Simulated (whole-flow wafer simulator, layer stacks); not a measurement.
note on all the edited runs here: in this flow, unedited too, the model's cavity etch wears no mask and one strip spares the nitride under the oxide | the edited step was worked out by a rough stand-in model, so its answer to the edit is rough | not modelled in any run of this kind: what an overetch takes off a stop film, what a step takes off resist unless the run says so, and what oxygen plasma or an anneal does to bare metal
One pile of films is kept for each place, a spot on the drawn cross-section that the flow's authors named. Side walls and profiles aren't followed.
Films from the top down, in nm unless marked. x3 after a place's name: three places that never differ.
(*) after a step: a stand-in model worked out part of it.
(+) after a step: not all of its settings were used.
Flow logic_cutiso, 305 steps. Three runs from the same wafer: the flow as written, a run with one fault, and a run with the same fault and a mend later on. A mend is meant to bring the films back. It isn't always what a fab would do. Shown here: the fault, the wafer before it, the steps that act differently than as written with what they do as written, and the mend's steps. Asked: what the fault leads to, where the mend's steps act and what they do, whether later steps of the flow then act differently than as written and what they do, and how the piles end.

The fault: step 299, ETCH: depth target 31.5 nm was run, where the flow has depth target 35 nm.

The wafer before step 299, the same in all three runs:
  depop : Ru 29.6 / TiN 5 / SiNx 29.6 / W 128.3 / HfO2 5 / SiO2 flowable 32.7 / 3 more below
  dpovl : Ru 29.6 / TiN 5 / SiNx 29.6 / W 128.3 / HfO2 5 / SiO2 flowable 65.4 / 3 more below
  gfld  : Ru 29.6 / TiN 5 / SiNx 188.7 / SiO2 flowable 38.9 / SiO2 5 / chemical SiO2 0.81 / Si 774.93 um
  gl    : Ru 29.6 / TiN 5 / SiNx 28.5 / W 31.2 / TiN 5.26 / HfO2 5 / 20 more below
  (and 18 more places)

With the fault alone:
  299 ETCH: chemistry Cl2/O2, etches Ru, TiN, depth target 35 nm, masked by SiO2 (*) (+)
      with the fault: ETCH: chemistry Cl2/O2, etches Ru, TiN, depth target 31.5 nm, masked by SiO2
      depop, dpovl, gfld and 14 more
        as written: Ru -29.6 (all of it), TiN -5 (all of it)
        with the fault: Ru -29.6 (all of it), TiN -1.86
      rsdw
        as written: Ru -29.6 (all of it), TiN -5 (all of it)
        with the fault: Ru -29.6 (all of it), TiN -1.85
  Later steps of the flow that act differently than as written (2 more steps differ only slightly, by at most 2% or 0.5 nm, whichever is larger, and aren't shown):
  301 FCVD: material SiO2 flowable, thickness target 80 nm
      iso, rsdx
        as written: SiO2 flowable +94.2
        with the fault: SiO2 flowable +93.4 (new film)
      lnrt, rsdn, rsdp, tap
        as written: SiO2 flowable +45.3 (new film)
        with the fault: SiO2 flowable +47.6 (new film)
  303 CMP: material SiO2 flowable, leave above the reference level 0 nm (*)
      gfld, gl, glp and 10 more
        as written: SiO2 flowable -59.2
        with the fault: SiO2 flowable -61.5
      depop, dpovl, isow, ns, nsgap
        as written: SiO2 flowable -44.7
        with the fault: SiO2 flowable -48.1
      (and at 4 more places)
  At the end the piles differ from the flow's by more than 2% or 0.5 nm, whichever is larger, at depop, dpovl, gfld and 15 more.
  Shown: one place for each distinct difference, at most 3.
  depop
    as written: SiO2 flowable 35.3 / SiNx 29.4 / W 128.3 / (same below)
    with the fault: SiO2 flowable 31.9 / TiN 3.14 / SiNx 29.6 / W 128.3 / (same below)
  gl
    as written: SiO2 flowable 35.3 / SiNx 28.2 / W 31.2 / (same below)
    with the fault: SiO2 flowable 31.9 / TiN 3.14 / SiNx 28.5 / W 31.2 / (same below)
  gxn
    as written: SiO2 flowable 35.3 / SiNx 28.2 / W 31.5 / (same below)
    with the fault: SiO2 flowable 31.9 / TiN 3.14 / SiNx 28.5 / W 31.5 / (same below)

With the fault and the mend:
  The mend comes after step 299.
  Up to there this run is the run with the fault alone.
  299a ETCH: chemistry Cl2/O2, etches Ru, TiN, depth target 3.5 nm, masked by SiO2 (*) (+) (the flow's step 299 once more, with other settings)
      depop, dpovl, gfld and 14 more
        TiN -3.14 (all of it)
      lnrt, rsdn, rsdp, tap
        SiO2 -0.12
      rsdw
        TiN -3.15 (all of it)
  No later step of the flow acts differently than as written at any place that is followed.
  At the end the piles are the same as the flow's at every place that both follow.
